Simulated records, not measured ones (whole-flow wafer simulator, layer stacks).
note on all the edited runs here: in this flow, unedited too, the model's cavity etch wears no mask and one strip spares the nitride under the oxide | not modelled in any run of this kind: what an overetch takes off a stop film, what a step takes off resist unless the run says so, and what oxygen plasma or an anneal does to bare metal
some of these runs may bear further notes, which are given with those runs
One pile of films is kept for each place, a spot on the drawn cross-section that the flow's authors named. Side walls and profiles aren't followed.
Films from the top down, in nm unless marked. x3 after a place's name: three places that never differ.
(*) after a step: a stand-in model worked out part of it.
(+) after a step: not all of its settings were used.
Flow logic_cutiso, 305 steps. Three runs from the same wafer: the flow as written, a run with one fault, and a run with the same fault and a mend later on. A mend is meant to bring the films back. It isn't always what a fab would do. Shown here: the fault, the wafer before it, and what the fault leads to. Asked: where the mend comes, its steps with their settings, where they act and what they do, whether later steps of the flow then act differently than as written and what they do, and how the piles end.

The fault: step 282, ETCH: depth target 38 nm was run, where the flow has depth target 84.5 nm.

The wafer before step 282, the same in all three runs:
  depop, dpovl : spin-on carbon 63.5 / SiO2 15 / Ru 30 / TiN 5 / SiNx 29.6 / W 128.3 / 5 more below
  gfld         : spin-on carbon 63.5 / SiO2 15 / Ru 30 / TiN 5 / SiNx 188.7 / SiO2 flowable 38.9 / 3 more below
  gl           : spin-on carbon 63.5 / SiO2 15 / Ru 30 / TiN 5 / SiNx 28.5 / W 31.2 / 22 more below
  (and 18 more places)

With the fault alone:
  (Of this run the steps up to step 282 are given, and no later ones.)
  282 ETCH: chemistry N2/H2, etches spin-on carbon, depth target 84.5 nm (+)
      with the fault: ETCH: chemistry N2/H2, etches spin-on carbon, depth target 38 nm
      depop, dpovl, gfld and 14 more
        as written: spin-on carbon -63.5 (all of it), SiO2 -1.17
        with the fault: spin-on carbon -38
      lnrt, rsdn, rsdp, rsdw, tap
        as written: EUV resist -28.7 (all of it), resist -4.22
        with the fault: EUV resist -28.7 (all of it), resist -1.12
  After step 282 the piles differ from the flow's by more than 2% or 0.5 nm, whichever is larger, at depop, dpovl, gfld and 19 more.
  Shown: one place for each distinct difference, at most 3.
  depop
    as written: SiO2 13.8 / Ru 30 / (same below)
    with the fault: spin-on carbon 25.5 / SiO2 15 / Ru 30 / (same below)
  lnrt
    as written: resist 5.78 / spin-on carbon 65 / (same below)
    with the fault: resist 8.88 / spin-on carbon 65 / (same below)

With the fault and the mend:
  The mend comes after step 282.
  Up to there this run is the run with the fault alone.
  282a ETCH: chemistry N2/H2, etches spin-on carbon, depth target 46.5 nm (*) (+) (the flow's step 282 once more, with other settings)
      depop, dpovl, gfld and 14 more
        spin-on carbon -25.5 (all of it), SiO2 -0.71
      lnrt, rsdn, rsdp, rsdw, tap
        resist -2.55
  Later steps of the flow that act differently than as written (5 more steps differ only slightly, by at most 2% or 0.5 nm, whichever is larger, and aren't shown):
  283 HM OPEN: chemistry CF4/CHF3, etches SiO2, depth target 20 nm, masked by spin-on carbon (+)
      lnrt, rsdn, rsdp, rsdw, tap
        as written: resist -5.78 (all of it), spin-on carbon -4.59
        with the mend: resist -6.33 (all of it), spin-on carbon -4.41
  At the end the piles are the same as the flow's at every place that both follow.
